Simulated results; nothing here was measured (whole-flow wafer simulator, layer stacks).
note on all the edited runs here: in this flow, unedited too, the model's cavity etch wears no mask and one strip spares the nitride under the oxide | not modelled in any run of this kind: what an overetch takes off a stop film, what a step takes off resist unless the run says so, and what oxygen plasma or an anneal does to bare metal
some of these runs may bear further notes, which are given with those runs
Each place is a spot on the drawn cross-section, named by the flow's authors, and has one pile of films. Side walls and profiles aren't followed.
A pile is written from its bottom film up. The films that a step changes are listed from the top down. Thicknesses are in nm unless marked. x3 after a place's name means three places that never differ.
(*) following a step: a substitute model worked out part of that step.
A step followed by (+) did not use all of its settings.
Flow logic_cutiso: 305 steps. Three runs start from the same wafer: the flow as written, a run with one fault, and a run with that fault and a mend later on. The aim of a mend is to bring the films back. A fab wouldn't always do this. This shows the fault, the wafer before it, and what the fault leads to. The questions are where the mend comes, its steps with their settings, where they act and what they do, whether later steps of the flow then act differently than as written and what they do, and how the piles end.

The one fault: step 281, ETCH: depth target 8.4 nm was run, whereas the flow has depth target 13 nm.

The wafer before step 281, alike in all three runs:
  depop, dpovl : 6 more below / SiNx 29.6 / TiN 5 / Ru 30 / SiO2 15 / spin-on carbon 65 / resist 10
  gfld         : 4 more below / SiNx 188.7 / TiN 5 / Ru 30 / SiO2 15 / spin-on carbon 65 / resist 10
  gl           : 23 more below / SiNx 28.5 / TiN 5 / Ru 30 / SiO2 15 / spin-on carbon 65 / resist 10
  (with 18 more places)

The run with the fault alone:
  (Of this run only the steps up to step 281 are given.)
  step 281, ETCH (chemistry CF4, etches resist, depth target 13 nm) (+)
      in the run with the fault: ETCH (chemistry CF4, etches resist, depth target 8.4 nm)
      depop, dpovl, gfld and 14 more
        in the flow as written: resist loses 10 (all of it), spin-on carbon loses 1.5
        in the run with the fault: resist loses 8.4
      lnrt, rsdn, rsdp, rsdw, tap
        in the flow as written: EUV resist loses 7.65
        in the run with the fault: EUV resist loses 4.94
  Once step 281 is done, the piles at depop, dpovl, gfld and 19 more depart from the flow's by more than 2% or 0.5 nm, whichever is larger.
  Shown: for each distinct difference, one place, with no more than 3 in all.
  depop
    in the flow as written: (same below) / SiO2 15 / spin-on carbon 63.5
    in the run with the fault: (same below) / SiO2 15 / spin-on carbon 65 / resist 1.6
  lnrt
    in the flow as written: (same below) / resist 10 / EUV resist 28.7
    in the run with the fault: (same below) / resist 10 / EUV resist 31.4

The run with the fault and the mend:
  The mend stands after step 281.
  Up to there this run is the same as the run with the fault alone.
  step 281a, ETCH (chemistry CF4, etches resist, depth target 4.6 nm) (*) (+) (a further turn of the flow's step 281, with different settings)
      depop, dpovl, gfld and 14 more
        resist loses 1.6 (all of it), spin-on carbon loses 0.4
      lnrt, rsdn, rsdp, rsdw, tap
        EUV resist loses 1.41
  Steps further on in the flow that do not act as written (1 more step, not shown, differs only slightly: by at most 2% or 0.5 nm, whichever is larger):
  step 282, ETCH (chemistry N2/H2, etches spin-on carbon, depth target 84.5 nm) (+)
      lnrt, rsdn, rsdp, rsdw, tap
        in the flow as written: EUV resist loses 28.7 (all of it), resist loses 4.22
        in the run with the mend: EUV resist loses 30 (all of it), resist loses 4.15
  At every place that both follow, the piles at the end match the flow's.
